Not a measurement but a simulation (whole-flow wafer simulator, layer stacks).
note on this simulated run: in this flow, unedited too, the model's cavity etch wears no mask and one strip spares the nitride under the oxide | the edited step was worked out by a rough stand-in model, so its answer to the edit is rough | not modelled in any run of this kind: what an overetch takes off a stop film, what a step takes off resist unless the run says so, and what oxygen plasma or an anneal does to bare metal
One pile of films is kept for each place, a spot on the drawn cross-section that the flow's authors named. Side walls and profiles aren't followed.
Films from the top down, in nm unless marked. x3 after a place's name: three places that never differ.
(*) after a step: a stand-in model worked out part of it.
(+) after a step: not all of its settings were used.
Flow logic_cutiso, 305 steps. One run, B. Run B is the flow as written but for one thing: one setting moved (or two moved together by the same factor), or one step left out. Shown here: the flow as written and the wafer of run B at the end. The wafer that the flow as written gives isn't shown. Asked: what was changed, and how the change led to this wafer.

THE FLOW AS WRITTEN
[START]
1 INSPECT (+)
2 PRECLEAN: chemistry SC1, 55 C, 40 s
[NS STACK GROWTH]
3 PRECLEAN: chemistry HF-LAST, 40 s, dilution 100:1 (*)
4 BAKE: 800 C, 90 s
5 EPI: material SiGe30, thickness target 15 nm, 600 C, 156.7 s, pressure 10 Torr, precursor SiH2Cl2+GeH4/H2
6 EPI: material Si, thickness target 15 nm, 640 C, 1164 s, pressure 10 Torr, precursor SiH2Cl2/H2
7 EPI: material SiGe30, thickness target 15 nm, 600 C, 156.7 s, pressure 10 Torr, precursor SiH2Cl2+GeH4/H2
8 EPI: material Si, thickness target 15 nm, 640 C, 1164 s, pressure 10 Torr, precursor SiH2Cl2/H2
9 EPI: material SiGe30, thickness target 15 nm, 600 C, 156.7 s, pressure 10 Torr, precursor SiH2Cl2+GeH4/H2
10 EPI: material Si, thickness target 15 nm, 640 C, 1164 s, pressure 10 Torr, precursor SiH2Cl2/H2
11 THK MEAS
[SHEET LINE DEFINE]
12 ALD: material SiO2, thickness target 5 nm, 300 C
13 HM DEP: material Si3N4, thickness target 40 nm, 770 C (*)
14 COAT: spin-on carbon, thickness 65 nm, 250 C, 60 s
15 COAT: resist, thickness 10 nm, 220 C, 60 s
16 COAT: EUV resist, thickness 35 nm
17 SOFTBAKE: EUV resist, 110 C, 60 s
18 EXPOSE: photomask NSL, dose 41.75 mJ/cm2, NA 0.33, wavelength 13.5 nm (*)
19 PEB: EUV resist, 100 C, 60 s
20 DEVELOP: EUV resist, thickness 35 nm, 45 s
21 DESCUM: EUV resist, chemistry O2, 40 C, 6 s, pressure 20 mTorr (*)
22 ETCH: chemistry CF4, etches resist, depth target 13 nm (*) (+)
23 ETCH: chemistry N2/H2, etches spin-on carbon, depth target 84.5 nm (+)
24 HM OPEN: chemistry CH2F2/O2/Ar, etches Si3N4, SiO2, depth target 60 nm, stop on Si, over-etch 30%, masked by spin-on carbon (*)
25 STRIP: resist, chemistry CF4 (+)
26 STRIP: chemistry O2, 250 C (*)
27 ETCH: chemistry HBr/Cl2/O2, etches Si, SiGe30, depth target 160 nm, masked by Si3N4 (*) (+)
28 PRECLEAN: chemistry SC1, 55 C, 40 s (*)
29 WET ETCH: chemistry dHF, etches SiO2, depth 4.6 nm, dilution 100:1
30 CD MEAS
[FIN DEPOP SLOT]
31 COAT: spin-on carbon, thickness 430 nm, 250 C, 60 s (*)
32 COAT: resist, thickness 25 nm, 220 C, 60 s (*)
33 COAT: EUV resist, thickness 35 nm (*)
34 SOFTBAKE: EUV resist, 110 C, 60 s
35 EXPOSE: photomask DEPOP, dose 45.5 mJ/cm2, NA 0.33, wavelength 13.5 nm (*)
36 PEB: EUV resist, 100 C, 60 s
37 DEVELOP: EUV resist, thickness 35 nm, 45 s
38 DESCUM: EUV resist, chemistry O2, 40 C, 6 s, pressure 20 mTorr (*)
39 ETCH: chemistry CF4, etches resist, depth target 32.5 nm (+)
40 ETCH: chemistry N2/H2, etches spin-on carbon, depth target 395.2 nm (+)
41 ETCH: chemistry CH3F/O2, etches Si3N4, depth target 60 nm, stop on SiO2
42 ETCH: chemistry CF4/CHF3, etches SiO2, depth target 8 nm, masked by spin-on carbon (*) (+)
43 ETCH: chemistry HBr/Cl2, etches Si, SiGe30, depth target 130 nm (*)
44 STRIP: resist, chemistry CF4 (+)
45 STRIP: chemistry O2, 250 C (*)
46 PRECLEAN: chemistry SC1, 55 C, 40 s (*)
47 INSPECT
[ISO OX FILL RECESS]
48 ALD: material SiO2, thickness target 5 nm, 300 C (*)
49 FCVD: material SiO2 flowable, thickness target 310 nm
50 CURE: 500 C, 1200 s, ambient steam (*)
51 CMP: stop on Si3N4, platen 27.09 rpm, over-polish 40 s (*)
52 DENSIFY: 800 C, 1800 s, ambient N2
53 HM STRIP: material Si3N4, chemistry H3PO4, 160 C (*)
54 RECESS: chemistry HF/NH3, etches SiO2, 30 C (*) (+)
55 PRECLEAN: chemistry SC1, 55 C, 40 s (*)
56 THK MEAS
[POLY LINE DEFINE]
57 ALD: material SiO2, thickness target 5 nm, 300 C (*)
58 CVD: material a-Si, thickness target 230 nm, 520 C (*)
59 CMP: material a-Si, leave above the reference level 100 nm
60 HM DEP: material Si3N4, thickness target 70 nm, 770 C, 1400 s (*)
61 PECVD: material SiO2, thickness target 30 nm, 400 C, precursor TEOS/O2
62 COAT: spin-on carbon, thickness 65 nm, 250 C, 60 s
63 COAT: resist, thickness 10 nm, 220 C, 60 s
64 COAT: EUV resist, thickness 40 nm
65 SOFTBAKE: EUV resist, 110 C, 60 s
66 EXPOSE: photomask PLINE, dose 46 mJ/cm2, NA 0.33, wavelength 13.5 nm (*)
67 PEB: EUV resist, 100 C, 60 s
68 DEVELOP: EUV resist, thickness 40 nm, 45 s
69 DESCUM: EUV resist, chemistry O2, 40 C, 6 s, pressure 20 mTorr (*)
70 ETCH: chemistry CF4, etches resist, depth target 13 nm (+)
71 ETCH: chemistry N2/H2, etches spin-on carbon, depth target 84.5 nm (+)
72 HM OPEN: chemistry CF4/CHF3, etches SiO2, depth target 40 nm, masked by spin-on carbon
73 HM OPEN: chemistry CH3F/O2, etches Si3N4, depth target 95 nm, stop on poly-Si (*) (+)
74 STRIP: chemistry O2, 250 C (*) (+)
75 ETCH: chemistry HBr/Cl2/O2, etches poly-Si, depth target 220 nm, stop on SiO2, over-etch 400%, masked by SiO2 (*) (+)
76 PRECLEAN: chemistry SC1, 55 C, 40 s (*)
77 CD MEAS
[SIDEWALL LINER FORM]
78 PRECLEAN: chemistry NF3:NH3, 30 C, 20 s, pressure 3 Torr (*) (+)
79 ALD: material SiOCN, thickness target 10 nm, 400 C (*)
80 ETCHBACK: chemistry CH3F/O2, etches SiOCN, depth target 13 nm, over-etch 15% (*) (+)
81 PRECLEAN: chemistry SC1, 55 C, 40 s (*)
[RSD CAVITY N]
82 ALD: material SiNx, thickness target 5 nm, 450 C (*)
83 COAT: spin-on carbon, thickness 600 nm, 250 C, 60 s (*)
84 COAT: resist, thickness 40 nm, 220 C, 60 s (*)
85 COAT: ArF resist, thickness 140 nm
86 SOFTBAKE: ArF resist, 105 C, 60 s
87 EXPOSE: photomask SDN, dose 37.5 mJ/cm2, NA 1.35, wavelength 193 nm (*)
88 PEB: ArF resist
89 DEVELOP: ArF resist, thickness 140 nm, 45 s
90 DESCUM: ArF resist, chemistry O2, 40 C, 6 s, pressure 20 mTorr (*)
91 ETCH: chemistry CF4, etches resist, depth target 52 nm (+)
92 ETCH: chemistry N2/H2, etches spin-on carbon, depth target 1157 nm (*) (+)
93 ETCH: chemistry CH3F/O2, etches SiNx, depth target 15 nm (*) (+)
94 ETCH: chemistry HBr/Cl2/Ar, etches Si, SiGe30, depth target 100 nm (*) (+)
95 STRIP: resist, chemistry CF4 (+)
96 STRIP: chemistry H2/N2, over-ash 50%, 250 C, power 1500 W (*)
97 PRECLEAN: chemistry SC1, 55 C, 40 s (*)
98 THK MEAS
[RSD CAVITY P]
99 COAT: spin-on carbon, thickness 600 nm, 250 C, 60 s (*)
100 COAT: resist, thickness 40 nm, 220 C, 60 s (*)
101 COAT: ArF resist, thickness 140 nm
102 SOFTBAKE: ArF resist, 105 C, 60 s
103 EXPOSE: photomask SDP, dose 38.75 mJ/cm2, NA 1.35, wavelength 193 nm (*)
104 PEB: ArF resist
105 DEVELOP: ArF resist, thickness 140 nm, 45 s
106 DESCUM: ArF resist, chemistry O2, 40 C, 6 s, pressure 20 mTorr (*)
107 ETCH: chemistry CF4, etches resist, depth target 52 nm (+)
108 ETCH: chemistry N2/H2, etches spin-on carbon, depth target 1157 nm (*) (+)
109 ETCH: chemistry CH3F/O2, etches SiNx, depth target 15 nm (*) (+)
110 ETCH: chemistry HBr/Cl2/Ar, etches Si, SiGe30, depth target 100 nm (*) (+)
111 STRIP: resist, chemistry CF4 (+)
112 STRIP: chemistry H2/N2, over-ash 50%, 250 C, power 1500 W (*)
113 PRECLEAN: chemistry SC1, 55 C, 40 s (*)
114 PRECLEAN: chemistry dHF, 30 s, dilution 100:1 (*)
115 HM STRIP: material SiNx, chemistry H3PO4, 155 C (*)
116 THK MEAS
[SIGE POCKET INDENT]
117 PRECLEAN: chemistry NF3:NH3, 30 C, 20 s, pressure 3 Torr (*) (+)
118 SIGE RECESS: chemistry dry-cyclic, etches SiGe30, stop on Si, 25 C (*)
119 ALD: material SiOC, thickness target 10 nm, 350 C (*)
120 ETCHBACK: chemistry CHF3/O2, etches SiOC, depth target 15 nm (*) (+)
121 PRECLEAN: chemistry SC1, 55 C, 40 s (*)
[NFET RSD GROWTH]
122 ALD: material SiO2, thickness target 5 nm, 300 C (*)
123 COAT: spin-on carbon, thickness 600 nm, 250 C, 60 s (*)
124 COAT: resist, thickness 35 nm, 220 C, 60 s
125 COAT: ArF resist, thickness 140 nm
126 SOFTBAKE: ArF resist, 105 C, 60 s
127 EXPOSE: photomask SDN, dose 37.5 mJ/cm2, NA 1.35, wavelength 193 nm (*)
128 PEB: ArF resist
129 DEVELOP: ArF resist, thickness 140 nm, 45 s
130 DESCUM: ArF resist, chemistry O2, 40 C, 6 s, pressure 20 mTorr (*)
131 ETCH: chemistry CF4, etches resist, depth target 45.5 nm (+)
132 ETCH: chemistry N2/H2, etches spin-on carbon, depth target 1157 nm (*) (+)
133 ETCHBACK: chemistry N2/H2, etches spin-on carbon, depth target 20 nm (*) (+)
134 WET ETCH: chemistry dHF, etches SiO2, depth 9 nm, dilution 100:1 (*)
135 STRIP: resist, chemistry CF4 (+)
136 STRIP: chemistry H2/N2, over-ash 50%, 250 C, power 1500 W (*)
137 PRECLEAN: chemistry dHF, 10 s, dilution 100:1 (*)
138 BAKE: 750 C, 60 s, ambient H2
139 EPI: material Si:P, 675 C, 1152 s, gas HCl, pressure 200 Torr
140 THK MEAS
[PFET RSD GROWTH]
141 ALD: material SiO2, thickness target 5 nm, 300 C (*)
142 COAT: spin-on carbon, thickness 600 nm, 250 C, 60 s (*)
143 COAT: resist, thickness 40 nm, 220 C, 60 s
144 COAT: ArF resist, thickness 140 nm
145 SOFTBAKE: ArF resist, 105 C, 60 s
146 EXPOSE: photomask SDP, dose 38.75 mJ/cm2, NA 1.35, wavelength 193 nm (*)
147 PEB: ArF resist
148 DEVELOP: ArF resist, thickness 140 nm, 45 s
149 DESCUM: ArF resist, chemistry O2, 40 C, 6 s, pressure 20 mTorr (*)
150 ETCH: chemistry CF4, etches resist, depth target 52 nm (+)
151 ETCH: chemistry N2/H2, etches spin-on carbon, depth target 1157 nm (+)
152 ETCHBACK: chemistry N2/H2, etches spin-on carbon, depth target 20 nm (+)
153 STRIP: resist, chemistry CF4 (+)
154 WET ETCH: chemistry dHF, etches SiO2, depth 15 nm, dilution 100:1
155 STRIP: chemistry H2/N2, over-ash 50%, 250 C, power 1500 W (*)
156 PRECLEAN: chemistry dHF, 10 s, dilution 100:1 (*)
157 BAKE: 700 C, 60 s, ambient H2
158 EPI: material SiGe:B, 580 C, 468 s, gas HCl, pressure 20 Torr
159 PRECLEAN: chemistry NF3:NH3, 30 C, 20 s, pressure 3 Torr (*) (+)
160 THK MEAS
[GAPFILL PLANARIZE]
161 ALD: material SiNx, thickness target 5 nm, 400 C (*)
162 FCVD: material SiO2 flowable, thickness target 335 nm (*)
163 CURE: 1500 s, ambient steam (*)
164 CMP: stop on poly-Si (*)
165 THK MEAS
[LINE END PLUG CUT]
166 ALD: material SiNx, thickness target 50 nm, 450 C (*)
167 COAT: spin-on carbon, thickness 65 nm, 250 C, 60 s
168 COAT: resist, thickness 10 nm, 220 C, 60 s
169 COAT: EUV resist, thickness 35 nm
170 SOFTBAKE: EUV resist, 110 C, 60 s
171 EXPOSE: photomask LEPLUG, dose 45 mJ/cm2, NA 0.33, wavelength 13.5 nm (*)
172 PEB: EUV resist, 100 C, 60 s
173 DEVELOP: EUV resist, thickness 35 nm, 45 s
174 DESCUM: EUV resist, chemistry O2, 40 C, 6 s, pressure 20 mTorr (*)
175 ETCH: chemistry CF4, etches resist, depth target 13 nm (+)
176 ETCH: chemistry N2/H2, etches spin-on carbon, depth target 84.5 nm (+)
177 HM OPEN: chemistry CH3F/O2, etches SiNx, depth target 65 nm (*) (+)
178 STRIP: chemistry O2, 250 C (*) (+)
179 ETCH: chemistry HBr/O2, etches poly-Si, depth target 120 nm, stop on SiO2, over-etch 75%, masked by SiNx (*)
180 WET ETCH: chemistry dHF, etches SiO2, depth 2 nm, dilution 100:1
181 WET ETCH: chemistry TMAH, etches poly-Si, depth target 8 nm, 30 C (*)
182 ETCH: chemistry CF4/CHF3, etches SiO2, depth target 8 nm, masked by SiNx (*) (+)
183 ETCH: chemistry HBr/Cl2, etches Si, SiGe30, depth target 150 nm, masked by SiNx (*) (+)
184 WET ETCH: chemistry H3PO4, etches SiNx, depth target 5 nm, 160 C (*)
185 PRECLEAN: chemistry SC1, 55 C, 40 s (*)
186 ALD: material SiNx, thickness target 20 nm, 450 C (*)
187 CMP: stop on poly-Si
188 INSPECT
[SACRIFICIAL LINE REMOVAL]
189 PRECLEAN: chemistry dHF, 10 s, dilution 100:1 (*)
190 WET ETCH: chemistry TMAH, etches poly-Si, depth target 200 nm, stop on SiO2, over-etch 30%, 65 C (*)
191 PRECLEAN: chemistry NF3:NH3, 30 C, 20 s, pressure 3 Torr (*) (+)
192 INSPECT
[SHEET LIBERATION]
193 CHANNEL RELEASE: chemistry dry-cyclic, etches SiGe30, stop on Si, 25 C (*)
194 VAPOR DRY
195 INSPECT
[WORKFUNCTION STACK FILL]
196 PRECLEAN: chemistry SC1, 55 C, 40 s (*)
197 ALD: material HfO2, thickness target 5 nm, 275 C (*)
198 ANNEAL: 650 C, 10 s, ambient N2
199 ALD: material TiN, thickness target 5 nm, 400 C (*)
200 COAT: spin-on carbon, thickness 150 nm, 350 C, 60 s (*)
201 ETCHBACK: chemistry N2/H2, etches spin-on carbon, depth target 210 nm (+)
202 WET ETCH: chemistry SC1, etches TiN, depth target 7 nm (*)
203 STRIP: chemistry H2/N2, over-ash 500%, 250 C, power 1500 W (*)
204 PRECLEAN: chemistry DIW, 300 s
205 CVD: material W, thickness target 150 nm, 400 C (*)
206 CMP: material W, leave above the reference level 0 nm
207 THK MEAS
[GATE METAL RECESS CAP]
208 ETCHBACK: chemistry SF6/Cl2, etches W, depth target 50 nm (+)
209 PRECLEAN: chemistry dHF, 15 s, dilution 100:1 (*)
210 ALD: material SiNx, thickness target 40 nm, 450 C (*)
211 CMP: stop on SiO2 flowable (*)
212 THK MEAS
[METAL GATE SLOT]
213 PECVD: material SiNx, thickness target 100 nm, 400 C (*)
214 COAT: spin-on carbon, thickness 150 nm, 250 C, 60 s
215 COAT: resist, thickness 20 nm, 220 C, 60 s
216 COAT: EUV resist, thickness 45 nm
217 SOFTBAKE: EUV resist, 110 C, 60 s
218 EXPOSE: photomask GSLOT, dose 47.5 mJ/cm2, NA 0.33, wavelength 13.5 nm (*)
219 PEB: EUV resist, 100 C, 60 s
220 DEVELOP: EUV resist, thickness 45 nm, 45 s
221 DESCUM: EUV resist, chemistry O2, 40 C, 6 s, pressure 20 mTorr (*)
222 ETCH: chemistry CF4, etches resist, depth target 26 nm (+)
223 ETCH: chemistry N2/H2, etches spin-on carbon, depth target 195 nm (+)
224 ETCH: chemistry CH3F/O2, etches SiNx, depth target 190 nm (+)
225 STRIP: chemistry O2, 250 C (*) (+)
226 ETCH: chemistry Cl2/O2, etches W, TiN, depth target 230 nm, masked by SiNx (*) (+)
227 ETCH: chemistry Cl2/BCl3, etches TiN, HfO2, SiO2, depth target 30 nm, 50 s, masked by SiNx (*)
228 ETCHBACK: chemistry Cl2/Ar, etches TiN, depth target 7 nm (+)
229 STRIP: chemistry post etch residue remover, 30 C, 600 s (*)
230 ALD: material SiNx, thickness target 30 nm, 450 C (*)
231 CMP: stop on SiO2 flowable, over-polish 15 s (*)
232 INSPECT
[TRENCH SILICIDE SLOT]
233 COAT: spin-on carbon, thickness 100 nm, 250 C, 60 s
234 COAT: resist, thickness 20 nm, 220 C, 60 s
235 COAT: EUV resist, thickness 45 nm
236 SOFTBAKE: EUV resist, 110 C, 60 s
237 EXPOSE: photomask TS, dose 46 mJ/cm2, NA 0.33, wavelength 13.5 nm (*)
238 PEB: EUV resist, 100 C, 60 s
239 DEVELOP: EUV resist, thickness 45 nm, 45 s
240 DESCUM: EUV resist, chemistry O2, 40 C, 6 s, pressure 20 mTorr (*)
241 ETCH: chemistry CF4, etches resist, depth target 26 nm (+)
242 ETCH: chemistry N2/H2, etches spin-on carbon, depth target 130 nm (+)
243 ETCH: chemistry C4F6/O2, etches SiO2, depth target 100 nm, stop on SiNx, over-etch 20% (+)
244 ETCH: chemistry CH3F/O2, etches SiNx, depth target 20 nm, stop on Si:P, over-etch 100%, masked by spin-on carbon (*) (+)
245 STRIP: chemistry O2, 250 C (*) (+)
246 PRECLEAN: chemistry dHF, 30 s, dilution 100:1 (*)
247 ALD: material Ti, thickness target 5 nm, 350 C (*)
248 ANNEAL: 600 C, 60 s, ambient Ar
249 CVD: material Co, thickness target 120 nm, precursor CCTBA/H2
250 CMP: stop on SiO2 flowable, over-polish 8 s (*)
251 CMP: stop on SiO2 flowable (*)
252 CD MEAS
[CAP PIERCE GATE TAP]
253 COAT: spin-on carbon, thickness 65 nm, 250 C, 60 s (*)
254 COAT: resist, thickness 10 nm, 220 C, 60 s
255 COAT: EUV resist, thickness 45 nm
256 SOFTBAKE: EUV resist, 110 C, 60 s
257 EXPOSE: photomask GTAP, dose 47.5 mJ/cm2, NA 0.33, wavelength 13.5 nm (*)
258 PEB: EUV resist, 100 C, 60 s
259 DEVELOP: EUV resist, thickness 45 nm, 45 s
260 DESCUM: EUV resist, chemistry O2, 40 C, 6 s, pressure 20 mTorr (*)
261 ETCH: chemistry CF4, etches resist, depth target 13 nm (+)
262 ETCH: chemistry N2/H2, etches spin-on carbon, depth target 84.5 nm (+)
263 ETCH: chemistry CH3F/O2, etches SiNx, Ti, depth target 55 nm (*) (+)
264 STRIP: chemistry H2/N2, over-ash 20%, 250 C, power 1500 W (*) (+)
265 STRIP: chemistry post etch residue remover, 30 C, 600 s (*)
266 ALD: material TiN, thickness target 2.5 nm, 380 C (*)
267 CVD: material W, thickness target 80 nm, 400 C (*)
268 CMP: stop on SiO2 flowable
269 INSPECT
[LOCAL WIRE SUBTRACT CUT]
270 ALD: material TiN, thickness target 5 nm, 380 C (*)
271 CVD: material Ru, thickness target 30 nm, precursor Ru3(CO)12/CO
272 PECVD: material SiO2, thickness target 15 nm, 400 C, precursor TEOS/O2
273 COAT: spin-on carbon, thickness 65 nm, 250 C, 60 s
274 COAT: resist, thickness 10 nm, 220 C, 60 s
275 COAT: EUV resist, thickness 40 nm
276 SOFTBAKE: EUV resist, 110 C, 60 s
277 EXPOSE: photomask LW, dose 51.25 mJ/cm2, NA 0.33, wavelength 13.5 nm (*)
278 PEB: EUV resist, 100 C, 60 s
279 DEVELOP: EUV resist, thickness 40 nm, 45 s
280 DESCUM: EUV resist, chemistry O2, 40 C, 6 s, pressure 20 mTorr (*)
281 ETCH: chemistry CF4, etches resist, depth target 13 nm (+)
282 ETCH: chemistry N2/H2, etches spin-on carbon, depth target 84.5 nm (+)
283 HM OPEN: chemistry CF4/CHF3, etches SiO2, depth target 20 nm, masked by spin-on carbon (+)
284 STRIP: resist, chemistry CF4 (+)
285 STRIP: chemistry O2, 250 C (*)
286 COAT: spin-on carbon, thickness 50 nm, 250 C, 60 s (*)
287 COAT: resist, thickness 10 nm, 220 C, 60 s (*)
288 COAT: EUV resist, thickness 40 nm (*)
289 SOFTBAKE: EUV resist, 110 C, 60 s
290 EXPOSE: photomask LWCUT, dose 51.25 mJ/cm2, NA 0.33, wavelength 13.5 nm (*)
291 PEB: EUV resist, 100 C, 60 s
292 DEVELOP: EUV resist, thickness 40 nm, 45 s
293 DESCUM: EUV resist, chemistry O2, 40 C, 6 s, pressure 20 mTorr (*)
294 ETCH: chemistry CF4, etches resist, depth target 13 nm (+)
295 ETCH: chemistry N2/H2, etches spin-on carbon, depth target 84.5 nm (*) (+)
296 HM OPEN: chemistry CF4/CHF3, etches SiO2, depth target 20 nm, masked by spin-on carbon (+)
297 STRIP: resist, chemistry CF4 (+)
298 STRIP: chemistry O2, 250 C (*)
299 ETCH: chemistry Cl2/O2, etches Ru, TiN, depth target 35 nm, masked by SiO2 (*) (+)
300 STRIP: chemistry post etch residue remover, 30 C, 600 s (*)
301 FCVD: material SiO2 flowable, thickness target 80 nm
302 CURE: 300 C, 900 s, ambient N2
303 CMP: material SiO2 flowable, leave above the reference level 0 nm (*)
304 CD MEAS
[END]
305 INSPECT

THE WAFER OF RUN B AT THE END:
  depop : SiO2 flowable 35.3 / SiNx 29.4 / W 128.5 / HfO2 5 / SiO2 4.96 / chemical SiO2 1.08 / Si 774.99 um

The cause: step 43, ETCH: depth target 97.5 nm was run, where the flow has depth target 130 nm.

How the change led to this, step by step:
  43 ETCH: chemistry HBr/Cl2, etches Si, SiGe30, depth target 130 nm (*)
      dpovl, gl, glp and 16 more: spin-on carbon -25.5 (as written it would be: spin-on carbon -32)
      depop: Si -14 (all of it), SiGe30 -15 (all of it), Si -15 (all of it), SiGe30 -15 (all of it), Si -15 (all of it), SiGe30 -15 (all of it), Si -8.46 (as written it would be: Si -14 (all of it), SiGe30 -15 (all of it), Si -15 (all of it), SiGe30 -15 (all of it), Si -15 (all of it), SiGe30 -15 (all of it), Si -41)
      (and at 2 more places)
  45 STRIP: chemistry O2, 250 C (*)
      dpovl: chemical SiO2 +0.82 (new film), spin-on carbon -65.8 (all of it), Si -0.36 (as written it would be: chemical SiO2 +0.82 (new film), spin-on carbon -59.3 (all of it), Si -0.36)
      ns: spin-on carbon -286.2 (all of it) (as written it would be: spin-on carbon -279.7 (all of it))
  49 FCVD: material SiO2 flowable, thickness target 310 nm
      depop: SiO2 flowable +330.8 (new film) (as written it would be: SiO2 flowable +359.9 (new film))
  52 DENSIFY: 800 C, 1800 s, ambient N2
      depop: SiO2 flowable -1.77 (as written it would be: SiO2 flowable -2.32)
  191 PRECLEAN: chemistry NF3:NH3, 30 C, 20 s, pressure 3 Torr (*) (+)
      depop: SiO2 -5 (all of it), SiO2 flowable -2.84 (all of it) (as written it would be: SiO2 -5 (all of it), SiO2 flowable -2.58)
